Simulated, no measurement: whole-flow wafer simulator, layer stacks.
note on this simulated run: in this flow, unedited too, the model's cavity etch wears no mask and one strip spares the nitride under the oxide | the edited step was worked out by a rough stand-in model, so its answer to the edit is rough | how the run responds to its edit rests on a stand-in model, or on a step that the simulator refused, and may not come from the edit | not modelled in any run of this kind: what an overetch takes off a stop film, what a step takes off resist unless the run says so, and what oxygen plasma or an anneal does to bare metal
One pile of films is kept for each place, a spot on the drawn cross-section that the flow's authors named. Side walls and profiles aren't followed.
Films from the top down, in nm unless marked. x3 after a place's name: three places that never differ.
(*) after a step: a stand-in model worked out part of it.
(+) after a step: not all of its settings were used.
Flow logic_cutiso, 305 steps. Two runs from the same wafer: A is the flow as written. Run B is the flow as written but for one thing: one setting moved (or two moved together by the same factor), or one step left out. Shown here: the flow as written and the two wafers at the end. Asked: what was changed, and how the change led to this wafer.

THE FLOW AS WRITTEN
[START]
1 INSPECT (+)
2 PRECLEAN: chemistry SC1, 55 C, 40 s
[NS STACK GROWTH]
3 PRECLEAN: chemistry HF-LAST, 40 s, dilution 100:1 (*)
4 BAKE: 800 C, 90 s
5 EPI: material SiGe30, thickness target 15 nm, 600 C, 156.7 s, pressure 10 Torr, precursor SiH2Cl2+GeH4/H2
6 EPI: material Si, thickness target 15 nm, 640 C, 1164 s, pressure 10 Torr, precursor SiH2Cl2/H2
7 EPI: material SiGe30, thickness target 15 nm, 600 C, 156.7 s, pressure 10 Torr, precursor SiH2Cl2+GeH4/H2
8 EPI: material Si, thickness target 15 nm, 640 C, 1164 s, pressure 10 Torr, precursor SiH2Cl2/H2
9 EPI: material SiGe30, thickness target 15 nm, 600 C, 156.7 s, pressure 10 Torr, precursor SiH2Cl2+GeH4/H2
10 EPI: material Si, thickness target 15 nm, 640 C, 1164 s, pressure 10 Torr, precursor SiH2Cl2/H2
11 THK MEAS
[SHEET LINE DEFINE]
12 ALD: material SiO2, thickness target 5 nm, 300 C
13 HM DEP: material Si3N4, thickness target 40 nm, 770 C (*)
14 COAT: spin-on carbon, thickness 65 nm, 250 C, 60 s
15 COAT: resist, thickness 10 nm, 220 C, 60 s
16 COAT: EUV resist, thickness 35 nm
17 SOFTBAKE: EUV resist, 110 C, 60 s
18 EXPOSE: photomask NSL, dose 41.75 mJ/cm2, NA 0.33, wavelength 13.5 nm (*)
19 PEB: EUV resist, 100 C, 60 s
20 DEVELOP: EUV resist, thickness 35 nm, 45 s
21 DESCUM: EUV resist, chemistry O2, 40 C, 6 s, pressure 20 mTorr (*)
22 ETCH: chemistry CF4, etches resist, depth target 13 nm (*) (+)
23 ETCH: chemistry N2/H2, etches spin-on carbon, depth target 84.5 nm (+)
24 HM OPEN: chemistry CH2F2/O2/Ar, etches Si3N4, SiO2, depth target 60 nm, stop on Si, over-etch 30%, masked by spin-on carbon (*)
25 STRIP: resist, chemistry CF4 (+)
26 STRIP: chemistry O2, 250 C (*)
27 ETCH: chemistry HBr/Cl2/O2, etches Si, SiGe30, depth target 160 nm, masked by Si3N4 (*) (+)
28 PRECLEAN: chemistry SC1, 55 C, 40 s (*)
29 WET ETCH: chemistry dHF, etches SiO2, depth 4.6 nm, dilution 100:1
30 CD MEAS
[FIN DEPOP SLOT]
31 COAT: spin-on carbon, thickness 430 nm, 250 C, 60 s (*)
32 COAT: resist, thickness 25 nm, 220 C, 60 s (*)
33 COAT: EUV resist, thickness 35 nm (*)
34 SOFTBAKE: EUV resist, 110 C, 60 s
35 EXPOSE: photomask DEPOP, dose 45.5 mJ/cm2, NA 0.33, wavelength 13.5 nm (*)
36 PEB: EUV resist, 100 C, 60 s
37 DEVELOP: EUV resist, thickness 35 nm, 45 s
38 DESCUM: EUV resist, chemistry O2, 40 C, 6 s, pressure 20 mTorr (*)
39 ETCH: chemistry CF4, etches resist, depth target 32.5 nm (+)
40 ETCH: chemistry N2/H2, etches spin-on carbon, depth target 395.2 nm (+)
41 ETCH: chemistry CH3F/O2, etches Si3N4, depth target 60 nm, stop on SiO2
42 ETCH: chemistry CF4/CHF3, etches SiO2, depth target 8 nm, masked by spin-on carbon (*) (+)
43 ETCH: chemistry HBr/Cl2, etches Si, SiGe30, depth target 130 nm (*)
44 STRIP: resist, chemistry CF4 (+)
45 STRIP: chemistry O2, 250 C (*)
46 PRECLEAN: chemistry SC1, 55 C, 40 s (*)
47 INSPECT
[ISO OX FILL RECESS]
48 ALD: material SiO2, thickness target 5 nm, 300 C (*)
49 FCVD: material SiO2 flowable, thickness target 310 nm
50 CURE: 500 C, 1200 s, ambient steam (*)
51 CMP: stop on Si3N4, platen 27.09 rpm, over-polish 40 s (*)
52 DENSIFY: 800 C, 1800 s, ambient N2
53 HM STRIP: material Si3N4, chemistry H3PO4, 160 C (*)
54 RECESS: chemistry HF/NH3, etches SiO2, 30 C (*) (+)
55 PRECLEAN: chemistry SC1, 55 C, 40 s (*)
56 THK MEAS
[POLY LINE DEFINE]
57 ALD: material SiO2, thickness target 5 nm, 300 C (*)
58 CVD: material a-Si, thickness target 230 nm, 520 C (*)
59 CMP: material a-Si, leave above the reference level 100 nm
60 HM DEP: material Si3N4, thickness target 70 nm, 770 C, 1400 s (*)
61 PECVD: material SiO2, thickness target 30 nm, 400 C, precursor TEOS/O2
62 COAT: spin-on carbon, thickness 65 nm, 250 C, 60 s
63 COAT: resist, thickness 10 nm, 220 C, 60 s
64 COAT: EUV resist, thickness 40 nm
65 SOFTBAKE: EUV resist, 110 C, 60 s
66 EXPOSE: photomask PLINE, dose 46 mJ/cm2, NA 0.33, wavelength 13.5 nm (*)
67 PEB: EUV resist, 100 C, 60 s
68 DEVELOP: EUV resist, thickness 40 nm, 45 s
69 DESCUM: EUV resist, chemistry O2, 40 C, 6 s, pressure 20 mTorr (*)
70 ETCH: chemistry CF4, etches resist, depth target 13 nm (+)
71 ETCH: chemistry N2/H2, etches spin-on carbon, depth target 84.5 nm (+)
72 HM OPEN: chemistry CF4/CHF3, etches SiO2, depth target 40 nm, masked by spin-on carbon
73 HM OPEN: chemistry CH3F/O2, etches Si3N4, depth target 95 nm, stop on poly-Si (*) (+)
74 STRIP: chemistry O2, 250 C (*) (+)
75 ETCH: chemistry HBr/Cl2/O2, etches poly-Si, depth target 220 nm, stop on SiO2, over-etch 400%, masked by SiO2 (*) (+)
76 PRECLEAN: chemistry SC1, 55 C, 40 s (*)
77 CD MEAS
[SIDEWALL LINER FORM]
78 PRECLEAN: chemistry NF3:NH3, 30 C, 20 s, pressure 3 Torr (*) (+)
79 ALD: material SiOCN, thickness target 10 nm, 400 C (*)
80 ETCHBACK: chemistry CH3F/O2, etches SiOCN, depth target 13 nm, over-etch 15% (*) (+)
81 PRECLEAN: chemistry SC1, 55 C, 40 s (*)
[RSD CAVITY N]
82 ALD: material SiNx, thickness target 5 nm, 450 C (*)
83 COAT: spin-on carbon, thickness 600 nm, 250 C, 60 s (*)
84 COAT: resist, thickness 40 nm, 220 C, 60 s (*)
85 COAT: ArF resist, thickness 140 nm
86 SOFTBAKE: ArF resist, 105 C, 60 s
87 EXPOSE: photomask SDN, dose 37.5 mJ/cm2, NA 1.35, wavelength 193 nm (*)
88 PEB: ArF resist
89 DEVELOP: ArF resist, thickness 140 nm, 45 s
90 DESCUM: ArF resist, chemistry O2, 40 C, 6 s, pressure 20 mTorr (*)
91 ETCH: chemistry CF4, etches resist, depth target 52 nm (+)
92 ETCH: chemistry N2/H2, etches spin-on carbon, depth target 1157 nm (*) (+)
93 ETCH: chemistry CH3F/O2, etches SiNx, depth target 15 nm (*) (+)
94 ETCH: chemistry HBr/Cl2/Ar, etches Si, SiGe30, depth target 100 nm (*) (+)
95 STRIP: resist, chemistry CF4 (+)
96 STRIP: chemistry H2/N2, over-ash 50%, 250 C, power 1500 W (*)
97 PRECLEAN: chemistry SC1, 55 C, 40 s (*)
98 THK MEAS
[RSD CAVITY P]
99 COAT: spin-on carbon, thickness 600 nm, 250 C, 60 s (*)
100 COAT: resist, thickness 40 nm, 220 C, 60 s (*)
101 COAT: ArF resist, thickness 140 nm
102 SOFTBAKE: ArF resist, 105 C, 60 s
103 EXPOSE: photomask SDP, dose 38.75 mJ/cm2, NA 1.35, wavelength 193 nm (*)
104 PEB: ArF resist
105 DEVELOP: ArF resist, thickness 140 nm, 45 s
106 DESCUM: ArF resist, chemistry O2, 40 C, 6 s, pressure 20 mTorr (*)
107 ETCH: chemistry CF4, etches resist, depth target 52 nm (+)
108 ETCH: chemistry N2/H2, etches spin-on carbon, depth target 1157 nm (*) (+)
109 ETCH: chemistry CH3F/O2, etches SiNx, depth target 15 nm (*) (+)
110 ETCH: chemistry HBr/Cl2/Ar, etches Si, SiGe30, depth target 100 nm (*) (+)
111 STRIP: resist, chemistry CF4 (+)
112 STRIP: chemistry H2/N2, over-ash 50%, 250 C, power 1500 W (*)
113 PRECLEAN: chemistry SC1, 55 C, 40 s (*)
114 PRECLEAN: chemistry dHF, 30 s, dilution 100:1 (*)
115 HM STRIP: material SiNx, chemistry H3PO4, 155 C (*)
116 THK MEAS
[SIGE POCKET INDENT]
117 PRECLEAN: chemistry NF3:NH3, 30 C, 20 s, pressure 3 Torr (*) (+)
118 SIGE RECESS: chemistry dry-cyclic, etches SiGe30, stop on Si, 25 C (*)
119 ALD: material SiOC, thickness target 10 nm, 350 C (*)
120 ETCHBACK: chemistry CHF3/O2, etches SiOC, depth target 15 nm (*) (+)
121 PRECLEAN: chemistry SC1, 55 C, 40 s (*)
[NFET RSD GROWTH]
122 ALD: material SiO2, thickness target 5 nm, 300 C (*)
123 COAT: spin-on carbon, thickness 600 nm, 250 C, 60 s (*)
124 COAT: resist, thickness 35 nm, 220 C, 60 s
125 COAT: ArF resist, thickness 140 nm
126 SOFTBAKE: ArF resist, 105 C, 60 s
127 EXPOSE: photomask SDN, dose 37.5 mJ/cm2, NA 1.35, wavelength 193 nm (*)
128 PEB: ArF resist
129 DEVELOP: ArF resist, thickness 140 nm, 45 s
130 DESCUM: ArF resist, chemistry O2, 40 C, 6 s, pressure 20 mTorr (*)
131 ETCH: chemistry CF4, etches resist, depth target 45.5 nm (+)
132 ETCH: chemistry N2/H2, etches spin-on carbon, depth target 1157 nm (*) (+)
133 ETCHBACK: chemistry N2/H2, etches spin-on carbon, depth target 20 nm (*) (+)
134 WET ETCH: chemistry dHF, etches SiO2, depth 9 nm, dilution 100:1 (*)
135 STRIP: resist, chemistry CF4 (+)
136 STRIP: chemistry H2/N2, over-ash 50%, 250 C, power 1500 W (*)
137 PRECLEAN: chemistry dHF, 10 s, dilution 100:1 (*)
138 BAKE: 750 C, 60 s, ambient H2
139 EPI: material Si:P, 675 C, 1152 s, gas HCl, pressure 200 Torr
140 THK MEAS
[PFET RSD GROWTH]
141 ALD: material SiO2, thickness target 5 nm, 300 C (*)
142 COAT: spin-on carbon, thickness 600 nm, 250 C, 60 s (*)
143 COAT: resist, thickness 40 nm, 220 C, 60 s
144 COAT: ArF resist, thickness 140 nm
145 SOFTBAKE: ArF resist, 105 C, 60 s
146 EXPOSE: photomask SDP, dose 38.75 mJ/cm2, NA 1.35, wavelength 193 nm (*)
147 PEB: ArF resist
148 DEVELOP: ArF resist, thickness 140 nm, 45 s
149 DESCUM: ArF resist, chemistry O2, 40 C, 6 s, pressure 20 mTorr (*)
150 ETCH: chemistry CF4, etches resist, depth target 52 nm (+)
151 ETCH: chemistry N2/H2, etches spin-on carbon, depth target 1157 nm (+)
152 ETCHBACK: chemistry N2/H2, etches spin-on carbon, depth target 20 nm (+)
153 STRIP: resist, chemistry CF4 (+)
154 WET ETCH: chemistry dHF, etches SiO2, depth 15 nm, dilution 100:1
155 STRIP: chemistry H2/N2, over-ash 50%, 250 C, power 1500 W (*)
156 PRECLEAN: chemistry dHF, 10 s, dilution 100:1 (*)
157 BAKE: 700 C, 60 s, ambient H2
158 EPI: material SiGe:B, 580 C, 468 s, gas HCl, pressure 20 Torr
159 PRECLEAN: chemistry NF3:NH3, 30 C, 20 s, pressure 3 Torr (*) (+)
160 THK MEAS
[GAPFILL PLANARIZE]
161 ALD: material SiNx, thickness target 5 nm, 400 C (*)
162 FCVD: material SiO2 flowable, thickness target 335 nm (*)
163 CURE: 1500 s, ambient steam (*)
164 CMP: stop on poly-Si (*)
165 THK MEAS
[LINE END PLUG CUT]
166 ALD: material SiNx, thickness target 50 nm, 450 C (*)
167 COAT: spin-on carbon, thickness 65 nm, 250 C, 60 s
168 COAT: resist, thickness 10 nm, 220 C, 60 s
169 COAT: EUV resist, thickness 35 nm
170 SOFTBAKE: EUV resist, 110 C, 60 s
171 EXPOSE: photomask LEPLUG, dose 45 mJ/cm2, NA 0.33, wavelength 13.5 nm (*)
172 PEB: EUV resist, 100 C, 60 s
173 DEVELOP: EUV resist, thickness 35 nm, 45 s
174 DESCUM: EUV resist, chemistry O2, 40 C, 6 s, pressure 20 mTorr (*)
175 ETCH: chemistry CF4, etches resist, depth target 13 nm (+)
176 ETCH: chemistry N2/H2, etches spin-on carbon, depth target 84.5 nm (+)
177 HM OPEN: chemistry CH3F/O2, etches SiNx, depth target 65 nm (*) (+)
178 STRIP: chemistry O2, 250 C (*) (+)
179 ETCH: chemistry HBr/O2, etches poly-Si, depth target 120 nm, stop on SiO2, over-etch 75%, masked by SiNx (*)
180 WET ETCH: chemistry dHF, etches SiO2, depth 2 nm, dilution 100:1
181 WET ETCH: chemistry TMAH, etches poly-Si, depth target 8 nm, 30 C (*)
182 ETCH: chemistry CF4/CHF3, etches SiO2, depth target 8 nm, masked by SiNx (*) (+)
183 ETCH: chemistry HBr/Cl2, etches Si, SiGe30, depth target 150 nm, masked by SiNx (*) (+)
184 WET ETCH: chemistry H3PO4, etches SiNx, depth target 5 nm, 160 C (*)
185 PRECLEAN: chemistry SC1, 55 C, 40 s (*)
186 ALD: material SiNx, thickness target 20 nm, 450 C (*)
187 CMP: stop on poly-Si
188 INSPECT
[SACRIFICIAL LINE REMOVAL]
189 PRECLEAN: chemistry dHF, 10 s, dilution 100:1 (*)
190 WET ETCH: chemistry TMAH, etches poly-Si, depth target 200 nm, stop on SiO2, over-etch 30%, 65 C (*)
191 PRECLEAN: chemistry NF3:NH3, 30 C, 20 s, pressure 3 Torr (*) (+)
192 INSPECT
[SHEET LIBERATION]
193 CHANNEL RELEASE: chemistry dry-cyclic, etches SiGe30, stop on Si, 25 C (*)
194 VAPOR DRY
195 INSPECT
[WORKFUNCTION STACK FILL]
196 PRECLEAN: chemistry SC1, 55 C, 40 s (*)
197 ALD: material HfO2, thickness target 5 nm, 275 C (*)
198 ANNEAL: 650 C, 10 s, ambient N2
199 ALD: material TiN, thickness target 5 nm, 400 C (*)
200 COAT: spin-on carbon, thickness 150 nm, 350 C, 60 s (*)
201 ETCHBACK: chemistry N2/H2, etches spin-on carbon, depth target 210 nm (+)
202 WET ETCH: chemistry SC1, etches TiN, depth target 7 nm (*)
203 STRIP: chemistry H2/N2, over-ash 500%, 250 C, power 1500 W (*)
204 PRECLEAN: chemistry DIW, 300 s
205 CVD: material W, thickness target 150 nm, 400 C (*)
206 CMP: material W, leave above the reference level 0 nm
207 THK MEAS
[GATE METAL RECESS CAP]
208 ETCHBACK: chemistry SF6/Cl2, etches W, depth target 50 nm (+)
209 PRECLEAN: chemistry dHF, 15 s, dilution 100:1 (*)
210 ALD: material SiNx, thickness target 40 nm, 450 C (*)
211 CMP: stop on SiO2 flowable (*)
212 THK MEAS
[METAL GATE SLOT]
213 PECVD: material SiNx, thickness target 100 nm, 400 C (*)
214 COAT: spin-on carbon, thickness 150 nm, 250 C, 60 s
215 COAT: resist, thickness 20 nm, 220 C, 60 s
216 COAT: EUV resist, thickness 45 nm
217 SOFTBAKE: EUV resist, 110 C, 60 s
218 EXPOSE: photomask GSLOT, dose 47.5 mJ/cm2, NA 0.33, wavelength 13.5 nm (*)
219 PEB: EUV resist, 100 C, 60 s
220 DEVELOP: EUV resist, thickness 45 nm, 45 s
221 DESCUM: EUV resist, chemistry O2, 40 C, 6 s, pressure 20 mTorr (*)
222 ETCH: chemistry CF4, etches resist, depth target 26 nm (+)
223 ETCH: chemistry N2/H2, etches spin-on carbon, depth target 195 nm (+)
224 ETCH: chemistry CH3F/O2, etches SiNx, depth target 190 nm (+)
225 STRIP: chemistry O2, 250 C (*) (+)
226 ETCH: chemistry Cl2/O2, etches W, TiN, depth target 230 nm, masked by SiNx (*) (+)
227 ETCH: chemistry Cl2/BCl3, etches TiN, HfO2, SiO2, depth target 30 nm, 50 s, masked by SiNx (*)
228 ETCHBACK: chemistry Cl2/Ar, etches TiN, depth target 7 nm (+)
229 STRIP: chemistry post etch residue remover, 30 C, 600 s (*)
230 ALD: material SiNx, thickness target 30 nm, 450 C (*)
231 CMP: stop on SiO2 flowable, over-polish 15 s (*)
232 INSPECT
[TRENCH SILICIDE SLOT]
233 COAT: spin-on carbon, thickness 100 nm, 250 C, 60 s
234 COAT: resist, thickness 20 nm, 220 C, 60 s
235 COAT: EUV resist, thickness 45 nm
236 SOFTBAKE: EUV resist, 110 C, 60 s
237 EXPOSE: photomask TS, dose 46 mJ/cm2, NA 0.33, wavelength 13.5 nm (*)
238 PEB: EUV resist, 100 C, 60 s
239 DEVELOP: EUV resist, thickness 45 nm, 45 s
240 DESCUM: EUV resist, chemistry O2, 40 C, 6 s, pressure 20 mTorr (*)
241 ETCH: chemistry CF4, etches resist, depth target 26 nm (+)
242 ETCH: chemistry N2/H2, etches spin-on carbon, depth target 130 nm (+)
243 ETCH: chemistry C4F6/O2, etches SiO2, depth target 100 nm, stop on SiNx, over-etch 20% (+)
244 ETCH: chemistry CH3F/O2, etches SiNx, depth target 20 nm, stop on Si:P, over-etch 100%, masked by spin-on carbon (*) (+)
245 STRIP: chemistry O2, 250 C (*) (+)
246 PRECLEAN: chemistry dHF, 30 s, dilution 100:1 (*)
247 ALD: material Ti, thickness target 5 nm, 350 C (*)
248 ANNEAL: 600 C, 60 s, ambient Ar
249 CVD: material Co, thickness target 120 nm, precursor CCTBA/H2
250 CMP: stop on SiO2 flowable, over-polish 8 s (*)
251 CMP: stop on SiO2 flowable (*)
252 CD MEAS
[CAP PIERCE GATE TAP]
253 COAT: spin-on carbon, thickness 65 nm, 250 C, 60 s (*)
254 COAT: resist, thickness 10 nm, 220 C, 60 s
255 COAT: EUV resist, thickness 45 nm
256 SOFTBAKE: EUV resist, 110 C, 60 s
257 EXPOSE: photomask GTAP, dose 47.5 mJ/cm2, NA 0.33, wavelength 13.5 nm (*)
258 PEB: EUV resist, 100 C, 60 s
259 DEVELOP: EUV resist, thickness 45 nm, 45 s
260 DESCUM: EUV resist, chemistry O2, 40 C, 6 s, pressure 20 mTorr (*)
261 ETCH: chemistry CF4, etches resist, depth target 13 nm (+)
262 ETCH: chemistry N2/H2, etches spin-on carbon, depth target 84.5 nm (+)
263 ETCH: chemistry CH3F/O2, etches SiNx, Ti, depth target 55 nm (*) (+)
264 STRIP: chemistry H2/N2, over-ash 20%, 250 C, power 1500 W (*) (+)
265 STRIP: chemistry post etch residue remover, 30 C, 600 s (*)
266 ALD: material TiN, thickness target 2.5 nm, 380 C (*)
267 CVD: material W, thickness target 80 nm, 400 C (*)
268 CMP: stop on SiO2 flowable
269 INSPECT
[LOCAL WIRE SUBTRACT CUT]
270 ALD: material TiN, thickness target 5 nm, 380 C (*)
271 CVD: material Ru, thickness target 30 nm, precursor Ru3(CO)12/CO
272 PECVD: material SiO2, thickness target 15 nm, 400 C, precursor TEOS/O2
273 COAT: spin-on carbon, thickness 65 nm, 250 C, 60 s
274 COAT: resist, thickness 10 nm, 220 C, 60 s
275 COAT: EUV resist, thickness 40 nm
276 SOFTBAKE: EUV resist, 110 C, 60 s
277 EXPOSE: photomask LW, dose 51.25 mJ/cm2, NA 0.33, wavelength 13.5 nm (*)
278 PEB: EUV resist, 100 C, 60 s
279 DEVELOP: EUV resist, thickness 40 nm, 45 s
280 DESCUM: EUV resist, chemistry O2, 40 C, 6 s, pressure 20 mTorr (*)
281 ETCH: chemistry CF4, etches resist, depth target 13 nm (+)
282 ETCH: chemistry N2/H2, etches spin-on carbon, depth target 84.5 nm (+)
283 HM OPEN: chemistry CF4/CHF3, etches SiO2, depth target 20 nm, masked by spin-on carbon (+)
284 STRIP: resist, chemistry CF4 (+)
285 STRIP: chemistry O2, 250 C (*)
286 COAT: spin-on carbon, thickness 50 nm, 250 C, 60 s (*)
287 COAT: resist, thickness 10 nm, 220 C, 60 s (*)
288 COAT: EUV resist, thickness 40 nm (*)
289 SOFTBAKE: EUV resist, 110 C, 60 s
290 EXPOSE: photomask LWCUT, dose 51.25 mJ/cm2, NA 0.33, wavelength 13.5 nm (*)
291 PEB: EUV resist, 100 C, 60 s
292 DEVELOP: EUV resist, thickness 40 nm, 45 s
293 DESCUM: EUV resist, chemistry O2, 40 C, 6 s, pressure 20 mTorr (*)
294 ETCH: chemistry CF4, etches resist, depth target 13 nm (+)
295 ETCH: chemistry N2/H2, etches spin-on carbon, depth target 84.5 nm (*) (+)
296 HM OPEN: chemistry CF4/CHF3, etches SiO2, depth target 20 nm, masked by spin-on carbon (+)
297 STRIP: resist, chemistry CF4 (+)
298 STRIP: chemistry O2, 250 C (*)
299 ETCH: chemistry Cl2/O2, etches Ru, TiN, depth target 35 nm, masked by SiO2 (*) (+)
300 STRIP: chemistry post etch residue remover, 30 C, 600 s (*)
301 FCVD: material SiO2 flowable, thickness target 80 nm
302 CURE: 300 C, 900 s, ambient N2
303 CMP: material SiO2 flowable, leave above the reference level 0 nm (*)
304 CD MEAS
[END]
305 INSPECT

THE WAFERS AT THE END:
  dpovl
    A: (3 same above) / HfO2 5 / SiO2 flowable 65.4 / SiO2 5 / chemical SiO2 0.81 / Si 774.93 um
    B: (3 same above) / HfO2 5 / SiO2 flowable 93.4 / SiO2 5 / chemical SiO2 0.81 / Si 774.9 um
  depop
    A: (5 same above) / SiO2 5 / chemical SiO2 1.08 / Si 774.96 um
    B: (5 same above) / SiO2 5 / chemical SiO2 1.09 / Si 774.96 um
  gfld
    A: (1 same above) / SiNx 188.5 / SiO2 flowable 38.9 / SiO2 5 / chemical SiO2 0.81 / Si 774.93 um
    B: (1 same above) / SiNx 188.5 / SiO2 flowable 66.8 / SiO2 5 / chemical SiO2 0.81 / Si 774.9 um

The cause: step 27, ETCH: depth target 188 nm was run, where the flow has depth target 160 nm.

How the change led to this, step by step:
  27 ETCH: chemistry HBr/Cl2/O2, etches Si, SiGe30, depth target 160 nm, masked by Si3N4 (*) (+)
      depop, gl, glp and 12 more: A Si3N4 -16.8 | B Si3N4 -19.4
      gfld, gxf, iso, lnri: A chemical SiO2 -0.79 (all of it), Si -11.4 (all of it), SiGe30 -15 (all of it), Si -15 (all of it), SiGe30 -15 (all of it), Si -15 (all of it), SiGe30 -15 (all of it), Si -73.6 | B chemical SiO2 -0.79 (all of it), Si -11.4 (all of it), SiGe30 -15 (all of it), Si -15 (all of it), SiGe30 -15 (all of it), Si -15 (all of it), SiGe30 -15 (all of it), Si -101.6
      (and at 3 more places)
  31 COAT: spin-on carbon, thickness 430 nm, 250 C, 60 s (*)
      depop, ns: A spin-on carbon +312 (new film) | B spin-on carbon +296.3 (new film)
      gfld: A spin-on carbon +570.2 (new film) | B spin-on carbon +588.7 (new film)
      (and at 3 more places)
  40 ETCH: chemistry N2/H2, etches spin-on carbon, depth target 395.2 nm (+)
      depop: A spin-on carbon -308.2 (all of it), Si3N4 -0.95 | B spin-on carbon -292.6 (all of it), Si3N4 -1.12
  41 ETCH: chemistry CH3F/O2, etches Si3N4, depth target 60 nm, stop on SiO2
      gfld, gl, glp and 17 more: A resist -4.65 | B resist -4.1
      depop: A Si3N4 -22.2 (all of it), SiO2 -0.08 | B Si3N4 -19.5 (all of it), SiO2 -0.08
      (and at 1 more place)
  42 ETCH: chemistry CF4/CHF3, etches SiO2, depth target 8 nm, masked by spin-on carbon (*) (+)
      gxf: A resist -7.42 (all of it) | B resist -7.38
      gxn: A resist -7.31 (all of it) | B resist -7.38
      (and at 8 more places)
  43 ETCH: chemistry HBr/Cl2, etches Si, SiGe30, depth target 130 nm (*)
      gxf: A spin-on carbon -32 | B resist -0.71 (all of it), spin-on carbon -31
      gxn: A spin-on carbon -32 | B resist -0.58 (all of it), spin-on carbon -31.2
      (and at 5 more places)
  45 STRIP: chemistry O2, 250 C (*)
      gfld, lnri: A chemical SiO2 +0.82 (new film), spin-on carbon -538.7 (all of it), Si -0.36 | B chemical SiO2 +0.82 (new film), spin-on carbon -558.3 (all of it), Si -0.36
      dpovl: A chemical SiO2 +0.82 (new film), spin-on carbon -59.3 (all of it), Si -0.36 | B chemical SiO2 +0.82 (new film), spin-on carbon -70.4 (all of it), Si -0.36
      (and at 5 more places)
  49 FCVD: material SiO2 flowable, thickness target 310 nm
      gl, glp, gxn and 10 more: A SiO2 flowable +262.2 (new film) | B SiO2 flowable +255.8 (new film)
      gfld, gxf, iso, lnri: A SiO2 flowable +453.9 (new film) | B SiO2 flowable +473 (new film)
      (and at 5 more places)
  51 CMP: stop on Si3N4, platen 27.09 rpm, over-polish 40 s (*)
      gxn, gxp: A SiO2 flowable -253 (all of it), SiO2 -5 (all of it), Si3N4 -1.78 | B SiO2 flowable -246.8 (all of it), SiO2 -5 (all of it), Si3N4 -1.78
      iso, lnri: A SiO2 flowable -259.5 | B SiO2 flowable -253.2
      (and at 18 more places)
  52 DENSIFY: 800 C, 1800 s, ambient N2
      gfld, gxf, iso, lnri: A SiO2 flowable -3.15 | B SiO2 flowable -3.76
  53 HM STRIP: material Si3N4, chemistry H3PO4, 160 C (*)
      gl, glp, gxn and 11 more: A Si3N4 -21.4 (all of it), SiO2 -0.36 | B Si3N4 -18.9 (all of it), SiO2 -0.32
  54 RECESS: chemistry HF/NH3, etches SiO2, 30 C (*) (+)
      gfld, gxf, iso, lnri: A SiO2 flowable -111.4 | B SiO2 flowable -108.5
      depop: A SiO2 flowable -111.9 | B SiO2 flowable -109.6
      (and at 3 more places)
